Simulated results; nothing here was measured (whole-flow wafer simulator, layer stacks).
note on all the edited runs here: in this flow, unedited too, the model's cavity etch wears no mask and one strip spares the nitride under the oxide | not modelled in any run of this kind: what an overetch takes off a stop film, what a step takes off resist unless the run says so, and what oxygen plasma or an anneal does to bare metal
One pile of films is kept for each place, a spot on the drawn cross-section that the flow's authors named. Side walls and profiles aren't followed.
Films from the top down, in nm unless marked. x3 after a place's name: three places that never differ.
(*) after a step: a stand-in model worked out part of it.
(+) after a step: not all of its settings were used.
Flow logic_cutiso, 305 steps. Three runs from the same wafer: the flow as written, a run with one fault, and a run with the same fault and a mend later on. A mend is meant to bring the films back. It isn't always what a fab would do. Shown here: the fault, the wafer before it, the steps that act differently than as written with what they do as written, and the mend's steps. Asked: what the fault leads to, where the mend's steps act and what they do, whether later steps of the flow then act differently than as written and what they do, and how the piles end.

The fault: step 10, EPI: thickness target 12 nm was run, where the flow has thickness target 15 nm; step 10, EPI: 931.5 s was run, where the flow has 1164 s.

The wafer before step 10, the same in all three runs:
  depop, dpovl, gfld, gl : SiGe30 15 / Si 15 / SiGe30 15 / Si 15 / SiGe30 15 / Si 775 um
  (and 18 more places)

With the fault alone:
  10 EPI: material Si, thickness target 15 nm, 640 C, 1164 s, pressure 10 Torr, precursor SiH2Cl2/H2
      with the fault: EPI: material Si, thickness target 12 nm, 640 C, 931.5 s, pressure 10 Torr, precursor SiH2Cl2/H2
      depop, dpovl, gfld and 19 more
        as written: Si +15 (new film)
        with the fault: Si +12 (new film)
  Later steps of the flow that act differently than as written (3 more steps differ only slightly, by at most 2% or 0.5 nm, whichever is larger, and aren't shown):
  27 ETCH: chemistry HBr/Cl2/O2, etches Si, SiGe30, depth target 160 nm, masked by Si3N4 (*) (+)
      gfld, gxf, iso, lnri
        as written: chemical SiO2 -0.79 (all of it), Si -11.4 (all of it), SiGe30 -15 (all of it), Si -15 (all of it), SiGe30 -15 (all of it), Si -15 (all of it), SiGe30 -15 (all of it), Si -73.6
        with the fault: chemical SiO2 -0.79 (all of it), Si -8.35 (all of it), SiGe30 -15 (all of it), Si -15 (all of it), SiGe30 -15 (all of it), Si -15 (all of it), SiGe30 -15 (all of it), Si -76.6
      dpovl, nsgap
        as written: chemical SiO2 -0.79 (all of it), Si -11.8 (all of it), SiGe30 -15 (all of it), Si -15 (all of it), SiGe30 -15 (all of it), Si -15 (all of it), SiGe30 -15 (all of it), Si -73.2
        with the fault: chemical SiO2 -0.79 (all of it), Si -8.75 (all of it), SiGe30 -15 (all of it), Si -15 (all of it), SiGe30 -15 (all of it), Si -15 (all of it), SiGe30 -15 (all of it), Si -76.2
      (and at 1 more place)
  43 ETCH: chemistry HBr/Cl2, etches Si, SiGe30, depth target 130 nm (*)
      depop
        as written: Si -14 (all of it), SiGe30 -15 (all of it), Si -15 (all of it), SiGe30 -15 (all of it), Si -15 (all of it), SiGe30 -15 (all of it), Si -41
        with the fault: Si -11 (all of it), SiGe30 -15 (all of it), Si -15 (all of it), SiGe30 -15 (all of it), Si -15 (all of it), SiGe30 -15 (all of it), Si -44
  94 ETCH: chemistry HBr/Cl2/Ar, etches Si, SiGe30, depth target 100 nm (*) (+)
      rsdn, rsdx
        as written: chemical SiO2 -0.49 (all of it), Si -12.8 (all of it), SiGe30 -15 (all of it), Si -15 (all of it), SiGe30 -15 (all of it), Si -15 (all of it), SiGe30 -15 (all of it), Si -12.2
        with the fault: chemical SiO2 -0.49 (all of it), Si -9.82 (all of it), SiGe30 -15 (all of it), Si -15 (all of it), SiGe30 -15 (all of it), Si -15 (all of it), SiGe30 -15 (all of it), Si -15.2
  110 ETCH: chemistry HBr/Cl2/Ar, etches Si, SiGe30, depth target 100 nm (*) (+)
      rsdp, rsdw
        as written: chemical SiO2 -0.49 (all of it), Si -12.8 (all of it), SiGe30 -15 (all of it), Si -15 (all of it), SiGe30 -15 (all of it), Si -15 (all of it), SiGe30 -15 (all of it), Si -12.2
        with the fault: chemical SiO2 -0.49 (all of it), Si -9.82 (all of it), SiGe30 -15 (all of it), Si -15 (all of it), SiGe30 -15 (all of it), Si -15 (all of it), SiGe30 -15 (all of it), Si -15.2
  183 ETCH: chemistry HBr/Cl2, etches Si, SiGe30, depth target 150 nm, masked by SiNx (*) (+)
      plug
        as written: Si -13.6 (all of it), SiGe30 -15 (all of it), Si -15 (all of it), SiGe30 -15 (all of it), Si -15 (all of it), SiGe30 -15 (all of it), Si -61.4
        with the fault: Si -10.6 (all of it), SiGe30 -15 (all of it), Si -15 (all of it), SiGe30 -15 (all of it), Si -15 (all of it), SiGe30 -15 (all of it), Si -64.4
  At the end the piles differ from the flow's by more than 2% or 0.5 nm, whichever is larger, at gl, glp, gxn and 6 more.
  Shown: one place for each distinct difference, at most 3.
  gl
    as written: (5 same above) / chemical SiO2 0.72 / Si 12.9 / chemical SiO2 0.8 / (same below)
    with the fault: (5 same above) / chemical SiO2 0.72 / Si 9.85 / chemical SiO2 0.8 / (same below)
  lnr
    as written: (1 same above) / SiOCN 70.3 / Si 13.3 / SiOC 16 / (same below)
    with the fault: (1 same above) / SiOCN 70.3 / Si 10.3 / SiOC 16 / (same below)
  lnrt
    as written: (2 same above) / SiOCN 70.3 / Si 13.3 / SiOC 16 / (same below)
    with the fault: (2 same above) / SiOCN 70.3 / Si 10.3 / SiOC 16 / (same below)

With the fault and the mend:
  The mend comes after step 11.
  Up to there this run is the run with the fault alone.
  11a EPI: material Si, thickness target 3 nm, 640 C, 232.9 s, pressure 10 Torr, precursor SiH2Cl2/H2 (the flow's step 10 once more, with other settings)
      depop, dpovl, gfld and 19 more
        Si +3
  No later step of the flow acts differently than as written, at any place that is followed, by more than 2% or 0.5 nm, whichever is larger.
  At the end the piles are the same as the flow's at every place that both follow.
